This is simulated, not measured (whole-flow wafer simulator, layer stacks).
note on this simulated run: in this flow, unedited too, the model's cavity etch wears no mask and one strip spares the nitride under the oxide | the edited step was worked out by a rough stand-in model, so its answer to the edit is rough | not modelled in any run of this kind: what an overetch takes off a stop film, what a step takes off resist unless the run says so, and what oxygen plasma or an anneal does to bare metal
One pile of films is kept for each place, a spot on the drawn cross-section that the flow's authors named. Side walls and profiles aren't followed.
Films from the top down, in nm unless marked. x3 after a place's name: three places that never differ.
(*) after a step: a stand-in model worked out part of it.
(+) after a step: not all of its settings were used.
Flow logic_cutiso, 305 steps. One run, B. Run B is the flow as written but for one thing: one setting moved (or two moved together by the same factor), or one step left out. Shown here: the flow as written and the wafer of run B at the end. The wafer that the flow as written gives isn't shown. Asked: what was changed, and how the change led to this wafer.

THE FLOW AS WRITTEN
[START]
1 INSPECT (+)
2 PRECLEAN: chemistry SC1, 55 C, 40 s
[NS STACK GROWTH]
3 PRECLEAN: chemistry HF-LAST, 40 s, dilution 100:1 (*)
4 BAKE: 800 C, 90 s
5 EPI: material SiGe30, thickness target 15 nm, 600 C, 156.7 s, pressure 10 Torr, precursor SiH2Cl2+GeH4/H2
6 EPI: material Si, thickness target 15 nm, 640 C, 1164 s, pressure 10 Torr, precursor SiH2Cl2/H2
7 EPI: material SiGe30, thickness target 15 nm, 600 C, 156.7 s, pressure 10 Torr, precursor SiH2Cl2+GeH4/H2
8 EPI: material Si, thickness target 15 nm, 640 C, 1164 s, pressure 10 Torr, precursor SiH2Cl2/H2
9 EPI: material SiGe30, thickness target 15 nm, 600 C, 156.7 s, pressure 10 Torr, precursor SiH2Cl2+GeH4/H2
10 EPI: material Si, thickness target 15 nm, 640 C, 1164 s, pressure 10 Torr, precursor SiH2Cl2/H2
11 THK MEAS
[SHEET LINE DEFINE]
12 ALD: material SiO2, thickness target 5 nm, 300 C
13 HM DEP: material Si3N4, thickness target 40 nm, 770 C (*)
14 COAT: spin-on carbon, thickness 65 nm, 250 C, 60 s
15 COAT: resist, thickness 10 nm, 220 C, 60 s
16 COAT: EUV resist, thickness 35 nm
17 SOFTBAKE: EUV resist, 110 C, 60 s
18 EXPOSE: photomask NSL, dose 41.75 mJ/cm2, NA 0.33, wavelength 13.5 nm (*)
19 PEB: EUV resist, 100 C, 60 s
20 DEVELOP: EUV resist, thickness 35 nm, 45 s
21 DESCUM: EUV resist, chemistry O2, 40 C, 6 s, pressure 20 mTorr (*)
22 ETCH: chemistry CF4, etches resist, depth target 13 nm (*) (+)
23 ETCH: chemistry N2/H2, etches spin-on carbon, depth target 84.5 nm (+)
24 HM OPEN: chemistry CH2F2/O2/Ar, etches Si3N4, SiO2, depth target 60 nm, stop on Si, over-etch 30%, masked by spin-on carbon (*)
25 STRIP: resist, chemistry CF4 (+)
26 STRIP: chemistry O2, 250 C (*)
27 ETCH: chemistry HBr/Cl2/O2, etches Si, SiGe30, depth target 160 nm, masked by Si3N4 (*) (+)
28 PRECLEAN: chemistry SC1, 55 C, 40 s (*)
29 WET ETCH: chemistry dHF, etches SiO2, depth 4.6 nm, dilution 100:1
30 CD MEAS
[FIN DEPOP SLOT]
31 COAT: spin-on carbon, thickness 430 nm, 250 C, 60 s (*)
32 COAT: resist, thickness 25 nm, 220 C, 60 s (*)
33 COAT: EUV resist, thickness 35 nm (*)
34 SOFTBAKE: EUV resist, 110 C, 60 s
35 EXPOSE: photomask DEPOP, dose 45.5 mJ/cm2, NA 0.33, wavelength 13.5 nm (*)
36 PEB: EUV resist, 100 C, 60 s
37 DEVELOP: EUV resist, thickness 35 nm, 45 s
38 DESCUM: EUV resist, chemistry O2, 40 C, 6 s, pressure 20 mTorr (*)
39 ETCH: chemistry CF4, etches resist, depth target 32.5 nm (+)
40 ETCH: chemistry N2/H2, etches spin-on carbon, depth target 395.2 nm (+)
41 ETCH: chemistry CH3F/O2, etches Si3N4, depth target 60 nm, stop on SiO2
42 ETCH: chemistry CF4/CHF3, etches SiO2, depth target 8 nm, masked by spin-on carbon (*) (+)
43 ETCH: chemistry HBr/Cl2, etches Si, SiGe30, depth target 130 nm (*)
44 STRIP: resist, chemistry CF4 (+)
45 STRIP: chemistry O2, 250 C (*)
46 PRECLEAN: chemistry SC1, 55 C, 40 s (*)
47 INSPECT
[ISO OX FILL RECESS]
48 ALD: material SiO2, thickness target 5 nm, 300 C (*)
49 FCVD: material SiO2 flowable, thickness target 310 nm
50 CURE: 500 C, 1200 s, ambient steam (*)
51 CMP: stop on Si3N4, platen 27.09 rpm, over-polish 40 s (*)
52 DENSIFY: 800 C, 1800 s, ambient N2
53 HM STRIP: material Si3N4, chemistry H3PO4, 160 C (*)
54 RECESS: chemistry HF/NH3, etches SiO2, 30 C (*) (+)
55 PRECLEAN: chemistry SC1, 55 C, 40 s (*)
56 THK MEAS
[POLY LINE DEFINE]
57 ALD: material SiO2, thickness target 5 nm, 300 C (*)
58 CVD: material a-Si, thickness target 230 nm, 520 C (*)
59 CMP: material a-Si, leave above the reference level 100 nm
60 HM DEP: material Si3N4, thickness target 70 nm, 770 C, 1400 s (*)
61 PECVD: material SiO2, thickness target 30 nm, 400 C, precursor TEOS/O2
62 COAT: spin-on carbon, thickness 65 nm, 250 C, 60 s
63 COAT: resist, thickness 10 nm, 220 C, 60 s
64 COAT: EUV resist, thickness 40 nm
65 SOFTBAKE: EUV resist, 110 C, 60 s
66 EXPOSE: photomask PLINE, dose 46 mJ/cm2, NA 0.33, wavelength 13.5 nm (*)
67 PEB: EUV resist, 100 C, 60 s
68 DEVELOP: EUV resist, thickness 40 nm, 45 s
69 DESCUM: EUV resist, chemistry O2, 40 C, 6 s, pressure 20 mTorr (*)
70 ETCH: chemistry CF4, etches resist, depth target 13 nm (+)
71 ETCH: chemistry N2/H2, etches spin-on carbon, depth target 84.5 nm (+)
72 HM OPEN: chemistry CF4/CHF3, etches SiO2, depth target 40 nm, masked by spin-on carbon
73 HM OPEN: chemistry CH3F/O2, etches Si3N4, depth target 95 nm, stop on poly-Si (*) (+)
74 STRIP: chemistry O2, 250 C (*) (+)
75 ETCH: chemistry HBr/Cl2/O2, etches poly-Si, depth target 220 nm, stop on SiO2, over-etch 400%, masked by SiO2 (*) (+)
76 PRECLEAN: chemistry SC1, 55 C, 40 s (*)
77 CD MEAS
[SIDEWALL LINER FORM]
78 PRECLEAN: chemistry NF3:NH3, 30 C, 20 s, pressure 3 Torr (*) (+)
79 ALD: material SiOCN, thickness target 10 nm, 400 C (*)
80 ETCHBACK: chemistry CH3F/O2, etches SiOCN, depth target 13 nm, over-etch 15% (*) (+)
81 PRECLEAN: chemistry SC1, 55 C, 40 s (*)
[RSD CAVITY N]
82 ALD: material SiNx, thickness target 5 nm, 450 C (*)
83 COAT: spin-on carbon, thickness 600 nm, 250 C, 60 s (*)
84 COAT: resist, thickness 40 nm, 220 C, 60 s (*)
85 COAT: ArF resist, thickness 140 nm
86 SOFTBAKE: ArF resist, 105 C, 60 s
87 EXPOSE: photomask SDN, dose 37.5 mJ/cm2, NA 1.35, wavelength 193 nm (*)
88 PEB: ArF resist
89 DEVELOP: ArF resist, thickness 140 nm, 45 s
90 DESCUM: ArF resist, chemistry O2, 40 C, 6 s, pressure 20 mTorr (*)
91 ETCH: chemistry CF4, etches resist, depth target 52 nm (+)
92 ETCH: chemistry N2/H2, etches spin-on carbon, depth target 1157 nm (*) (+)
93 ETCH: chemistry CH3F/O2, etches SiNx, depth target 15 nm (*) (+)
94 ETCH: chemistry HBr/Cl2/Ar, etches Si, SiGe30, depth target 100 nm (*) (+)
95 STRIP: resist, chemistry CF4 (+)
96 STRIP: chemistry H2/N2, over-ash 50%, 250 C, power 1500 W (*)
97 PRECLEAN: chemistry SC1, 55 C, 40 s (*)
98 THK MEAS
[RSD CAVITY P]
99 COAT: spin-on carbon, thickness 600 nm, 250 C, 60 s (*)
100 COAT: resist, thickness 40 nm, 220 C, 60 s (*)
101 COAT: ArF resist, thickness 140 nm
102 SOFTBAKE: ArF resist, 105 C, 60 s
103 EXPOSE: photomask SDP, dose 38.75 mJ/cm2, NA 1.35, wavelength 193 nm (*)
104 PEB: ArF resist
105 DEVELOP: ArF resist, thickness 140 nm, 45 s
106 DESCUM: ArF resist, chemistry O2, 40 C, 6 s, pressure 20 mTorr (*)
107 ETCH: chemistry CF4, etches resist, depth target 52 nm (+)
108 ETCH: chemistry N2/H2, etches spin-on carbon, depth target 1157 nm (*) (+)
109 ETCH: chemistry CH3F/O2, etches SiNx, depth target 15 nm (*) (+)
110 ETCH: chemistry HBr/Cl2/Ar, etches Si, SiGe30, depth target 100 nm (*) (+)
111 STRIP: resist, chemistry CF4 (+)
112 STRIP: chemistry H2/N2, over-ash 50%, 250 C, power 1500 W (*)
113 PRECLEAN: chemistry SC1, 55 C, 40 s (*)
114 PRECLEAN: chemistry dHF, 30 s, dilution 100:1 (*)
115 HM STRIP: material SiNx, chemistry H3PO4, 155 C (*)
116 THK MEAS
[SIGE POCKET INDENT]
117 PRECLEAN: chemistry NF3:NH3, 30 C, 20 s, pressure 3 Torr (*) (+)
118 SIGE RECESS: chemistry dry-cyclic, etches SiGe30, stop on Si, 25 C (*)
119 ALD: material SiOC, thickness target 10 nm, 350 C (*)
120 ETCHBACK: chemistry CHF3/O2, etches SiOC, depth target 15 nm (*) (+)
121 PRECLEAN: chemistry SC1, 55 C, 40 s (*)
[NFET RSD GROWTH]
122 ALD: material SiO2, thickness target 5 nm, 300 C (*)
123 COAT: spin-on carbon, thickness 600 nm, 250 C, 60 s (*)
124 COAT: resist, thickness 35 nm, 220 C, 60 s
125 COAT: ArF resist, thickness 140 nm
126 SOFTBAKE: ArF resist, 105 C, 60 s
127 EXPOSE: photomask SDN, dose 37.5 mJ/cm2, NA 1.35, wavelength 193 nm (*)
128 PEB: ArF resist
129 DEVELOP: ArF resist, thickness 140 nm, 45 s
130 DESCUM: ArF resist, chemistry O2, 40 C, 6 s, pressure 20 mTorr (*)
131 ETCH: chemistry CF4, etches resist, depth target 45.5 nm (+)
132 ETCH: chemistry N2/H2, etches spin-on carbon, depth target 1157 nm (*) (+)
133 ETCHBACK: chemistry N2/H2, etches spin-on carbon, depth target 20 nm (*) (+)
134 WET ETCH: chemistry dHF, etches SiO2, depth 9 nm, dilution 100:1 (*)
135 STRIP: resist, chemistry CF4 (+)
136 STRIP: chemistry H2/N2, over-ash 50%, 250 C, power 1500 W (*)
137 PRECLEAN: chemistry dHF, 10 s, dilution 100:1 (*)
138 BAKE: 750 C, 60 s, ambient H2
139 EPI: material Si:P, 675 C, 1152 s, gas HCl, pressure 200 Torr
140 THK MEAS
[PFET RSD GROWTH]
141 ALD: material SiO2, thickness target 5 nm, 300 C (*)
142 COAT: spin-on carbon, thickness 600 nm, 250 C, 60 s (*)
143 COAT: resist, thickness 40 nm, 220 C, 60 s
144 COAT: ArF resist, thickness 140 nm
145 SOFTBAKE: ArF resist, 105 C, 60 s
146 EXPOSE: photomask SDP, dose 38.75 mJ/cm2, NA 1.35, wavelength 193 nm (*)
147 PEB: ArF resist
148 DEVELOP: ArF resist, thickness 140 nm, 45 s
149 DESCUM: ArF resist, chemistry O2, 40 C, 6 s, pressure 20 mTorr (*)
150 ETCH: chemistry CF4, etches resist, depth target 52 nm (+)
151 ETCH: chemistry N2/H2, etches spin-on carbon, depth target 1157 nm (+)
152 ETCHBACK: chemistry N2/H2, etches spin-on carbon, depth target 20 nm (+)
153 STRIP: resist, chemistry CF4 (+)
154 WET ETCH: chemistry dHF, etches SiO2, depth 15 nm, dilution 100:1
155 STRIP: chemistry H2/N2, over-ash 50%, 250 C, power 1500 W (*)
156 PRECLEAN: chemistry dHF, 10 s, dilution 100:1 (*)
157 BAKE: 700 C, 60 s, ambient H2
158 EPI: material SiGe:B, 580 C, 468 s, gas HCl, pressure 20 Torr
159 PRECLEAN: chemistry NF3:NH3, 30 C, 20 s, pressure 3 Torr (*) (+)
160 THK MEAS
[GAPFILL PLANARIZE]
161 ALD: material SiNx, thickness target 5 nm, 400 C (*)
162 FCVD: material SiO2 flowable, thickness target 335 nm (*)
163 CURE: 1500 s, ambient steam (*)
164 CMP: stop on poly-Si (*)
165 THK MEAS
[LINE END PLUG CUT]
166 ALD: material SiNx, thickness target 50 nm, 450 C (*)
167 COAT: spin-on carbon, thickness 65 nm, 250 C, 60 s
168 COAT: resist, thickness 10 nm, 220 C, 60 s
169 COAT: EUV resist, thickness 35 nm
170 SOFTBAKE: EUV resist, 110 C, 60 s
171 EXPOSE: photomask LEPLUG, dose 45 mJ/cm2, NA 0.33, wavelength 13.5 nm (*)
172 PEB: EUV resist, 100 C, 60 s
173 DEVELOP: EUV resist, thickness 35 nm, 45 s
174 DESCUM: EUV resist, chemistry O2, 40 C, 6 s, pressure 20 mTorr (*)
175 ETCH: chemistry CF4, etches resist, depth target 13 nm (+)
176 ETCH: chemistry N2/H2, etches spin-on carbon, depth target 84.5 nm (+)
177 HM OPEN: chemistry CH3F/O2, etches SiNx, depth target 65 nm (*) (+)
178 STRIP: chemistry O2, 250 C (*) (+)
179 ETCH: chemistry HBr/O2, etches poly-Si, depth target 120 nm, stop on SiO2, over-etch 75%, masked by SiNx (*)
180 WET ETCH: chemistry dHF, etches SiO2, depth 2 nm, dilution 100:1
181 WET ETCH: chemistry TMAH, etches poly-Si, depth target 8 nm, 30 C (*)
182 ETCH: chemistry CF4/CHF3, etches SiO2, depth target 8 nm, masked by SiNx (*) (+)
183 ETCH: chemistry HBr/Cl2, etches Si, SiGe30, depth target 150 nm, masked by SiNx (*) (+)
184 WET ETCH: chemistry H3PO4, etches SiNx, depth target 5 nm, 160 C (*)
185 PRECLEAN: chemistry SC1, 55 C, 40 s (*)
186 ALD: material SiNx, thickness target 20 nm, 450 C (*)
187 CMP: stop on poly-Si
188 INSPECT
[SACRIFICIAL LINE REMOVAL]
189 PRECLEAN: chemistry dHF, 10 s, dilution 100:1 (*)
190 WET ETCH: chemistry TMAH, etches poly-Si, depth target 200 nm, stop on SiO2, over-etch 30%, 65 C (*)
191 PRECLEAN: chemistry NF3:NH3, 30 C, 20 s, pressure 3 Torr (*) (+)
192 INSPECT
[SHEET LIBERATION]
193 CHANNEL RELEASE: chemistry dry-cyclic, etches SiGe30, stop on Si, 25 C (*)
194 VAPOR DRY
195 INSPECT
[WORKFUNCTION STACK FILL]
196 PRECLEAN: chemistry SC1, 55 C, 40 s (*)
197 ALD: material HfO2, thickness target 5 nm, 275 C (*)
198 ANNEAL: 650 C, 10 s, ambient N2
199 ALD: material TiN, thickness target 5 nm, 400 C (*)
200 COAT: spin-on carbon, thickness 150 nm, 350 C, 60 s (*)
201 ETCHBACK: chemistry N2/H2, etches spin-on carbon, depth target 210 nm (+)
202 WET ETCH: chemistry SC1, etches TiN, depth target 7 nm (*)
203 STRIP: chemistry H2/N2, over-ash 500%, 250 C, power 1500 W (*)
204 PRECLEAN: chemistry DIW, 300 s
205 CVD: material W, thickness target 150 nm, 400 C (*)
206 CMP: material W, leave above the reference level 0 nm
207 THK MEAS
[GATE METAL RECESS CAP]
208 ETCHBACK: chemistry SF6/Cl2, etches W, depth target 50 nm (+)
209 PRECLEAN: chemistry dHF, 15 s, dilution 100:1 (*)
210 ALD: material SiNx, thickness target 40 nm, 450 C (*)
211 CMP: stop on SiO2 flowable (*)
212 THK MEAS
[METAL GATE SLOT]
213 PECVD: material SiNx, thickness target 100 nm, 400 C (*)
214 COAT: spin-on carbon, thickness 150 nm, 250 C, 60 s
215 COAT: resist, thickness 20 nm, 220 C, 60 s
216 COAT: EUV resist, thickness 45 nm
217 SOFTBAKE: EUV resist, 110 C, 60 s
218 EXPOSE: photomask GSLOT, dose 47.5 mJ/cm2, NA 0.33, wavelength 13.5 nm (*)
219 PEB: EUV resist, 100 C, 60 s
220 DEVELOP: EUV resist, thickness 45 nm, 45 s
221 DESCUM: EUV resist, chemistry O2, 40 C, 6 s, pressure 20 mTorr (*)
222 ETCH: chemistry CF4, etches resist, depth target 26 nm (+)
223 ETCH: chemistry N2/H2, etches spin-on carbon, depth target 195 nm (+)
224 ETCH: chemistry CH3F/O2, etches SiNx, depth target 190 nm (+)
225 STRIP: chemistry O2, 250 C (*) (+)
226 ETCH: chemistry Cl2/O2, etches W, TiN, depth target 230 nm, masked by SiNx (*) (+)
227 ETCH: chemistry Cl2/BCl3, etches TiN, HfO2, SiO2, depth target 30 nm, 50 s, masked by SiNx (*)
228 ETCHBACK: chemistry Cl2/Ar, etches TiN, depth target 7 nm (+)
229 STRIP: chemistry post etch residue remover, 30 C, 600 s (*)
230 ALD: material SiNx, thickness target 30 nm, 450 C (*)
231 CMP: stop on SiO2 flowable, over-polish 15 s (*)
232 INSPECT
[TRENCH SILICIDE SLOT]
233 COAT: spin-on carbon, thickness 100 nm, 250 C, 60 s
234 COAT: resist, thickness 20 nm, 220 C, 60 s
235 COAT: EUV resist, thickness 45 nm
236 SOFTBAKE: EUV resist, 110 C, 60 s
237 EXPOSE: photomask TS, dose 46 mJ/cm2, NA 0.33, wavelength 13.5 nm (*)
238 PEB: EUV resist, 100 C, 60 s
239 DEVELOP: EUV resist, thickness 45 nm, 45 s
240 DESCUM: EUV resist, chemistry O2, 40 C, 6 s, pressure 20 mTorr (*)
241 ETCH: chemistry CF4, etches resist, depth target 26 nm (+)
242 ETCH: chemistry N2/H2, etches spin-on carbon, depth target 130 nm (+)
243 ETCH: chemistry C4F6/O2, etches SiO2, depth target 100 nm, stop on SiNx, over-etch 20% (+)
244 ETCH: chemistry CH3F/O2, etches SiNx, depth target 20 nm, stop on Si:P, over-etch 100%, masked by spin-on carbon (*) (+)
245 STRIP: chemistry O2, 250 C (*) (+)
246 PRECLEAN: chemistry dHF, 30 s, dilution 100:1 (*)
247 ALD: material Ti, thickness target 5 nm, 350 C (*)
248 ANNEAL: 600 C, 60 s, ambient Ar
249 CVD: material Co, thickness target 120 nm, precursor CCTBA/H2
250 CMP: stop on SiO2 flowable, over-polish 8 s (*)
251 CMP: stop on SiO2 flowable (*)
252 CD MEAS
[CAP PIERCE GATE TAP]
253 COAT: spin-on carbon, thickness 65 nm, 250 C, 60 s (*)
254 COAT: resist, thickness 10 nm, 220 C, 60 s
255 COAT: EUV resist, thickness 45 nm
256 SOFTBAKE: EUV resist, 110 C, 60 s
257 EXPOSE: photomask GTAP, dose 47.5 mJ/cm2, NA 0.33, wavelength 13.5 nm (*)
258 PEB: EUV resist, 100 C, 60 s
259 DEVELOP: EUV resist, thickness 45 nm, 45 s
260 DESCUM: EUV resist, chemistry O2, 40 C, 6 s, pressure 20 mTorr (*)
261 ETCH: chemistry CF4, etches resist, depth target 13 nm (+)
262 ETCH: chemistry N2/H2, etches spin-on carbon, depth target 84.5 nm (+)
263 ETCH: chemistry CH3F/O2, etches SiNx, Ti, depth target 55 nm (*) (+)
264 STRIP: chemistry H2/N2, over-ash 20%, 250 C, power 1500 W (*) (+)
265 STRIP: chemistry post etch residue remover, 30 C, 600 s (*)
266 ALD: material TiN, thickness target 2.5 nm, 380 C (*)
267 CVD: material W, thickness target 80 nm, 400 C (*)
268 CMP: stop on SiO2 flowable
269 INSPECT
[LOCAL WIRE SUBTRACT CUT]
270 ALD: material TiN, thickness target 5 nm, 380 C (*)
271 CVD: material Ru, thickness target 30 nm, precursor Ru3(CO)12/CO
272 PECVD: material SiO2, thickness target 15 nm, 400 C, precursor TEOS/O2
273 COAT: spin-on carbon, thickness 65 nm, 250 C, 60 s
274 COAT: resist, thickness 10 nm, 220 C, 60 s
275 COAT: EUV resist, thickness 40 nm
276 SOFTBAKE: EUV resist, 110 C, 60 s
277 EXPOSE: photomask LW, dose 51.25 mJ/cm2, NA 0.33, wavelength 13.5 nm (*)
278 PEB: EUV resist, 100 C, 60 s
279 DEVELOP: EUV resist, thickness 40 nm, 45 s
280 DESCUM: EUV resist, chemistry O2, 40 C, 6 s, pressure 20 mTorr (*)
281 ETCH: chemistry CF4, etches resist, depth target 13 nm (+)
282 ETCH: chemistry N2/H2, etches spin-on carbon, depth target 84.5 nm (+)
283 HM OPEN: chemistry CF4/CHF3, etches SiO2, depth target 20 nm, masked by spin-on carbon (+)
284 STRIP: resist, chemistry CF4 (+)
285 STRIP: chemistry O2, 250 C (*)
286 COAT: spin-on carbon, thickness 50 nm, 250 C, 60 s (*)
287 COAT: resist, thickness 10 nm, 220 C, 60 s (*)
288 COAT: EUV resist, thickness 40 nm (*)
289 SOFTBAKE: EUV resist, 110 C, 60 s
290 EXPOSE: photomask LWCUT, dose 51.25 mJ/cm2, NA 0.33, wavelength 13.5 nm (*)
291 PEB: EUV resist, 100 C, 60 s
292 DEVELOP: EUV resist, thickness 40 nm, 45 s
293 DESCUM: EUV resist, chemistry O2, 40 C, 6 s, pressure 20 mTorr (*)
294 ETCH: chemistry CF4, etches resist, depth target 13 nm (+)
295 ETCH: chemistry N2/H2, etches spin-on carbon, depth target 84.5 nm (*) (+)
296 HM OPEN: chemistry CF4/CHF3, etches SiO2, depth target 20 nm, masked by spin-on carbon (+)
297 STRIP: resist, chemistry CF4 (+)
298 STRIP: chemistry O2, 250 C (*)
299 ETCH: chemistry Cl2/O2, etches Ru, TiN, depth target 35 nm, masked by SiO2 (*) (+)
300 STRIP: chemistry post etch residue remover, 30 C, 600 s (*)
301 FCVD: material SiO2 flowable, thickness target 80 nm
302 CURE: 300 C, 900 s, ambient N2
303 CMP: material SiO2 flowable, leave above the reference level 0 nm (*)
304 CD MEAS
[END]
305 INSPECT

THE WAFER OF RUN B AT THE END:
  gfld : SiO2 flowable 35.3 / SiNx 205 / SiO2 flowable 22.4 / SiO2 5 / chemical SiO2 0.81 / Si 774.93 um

The cause: step 227, ETCH: depth target 46.5 nm was run, where the flow has depth target 30 nm; step 227, ETCH: 77.5 s was run, where the flow has 50 s.

How the change led to this, step by step:
  227 ETCH: chemistry Cl2/BCl3, etches TiN, HfO2, SiO2, depth target 30 nm, 50 s, masked by SiNx (*)
      depop, dpovl, gl and 18 more: SiNx -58 (as written it would be: SiNx -37.4)
      gfld: HfO2 -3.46 (all of it), SiO2 flowable -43 (as written it would be: HfO2 -3.46 (all of it), SiO2 flowable -26.5)
  231 CMP: stop on SiO2 flowable, over-polish 15 s (*)
      depop, dpovl, gl and 9 more: SiNx -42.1 (as written it would be: SiNx -62.7)
      lnr, lnri, lnrp, lnrt: SiNx -40.4 (all of it), SiOCN -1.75 (as written it would be: SiNx -61 (all of it), SiOCN -1.75)
      (and at 6 more places)
